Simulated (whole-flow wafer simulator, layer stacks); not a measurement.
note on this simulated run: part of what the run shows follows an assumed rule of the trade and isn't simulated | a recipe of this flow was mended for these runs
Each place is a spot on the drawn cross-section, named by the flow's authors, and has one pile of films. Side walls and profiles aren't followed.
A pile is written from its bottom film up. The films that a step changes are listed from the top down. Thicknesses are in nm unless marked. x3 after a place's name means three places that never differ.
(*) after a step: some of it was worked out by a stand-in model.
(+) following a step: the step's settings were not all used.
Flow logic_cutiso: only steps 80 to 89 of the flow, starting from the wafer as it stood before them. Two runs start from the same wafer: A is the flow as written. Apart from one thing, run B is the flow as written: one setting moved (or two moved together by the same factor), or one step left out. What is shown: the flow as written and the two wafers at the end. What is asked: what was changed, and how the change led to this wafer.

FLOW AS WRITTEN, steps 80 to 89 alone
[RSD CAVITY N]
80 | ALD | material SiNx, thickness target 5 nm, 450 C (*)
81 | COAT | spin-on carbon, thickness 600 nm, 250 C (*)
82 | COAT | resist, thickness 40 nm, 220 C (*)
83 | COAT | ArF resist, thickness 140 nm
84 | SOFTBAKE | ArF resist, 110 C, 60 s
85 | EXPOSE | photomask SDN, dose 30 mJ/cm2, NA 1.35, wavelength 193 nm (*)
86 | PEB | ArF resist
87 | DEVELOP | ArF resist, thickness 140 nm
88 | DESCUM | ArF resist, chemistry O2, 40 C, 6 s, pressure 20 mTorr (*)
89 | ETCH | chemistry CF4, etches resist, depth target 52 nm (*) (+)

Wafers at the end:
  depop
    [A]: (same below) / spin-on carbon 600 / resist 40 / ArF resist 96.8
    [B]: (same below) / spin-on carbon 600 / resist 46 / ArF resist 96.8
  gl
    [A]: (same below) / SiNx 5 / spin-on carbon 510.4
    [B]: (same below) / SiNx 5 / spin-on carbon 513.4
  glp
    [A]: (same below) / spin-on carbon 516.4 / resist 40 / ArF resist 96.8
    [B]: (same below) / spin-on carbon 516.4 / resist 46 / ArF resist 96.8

The reason: step 82, COAT: thickness 46 nm was run, while the flow as written has thickness 40 nm.
One can read it off the wafer: depop has resist 46, and step 82 as written asks for 40 nm.

How this came from the change, step by step:
  82 | COAT | resist, thickness 40 nm, 220 C (*)
      depop, dpovl x3, gl and 15 more: A +40 resist (new film) | B +46 resist (new film)
      gfld, lnri: A +40.1 resist (new film) | B +46.1 resist (new film)
  89 | ETCH | chemistry CF4, etches resist, depth target 52 nm (*) (+)
      lnrt, rsdn, tap: A -40 resist (all of it), -6.01 spin-on carbon | B -46 resist (all of it), -3.01 spin-on carbon
      lnr, rsdx: A -40 resist (all of it), -5.99 spin-on carbon | B -46 resist (all of it), -2.99 spin-on carbon
      (as well as at 2 more places)
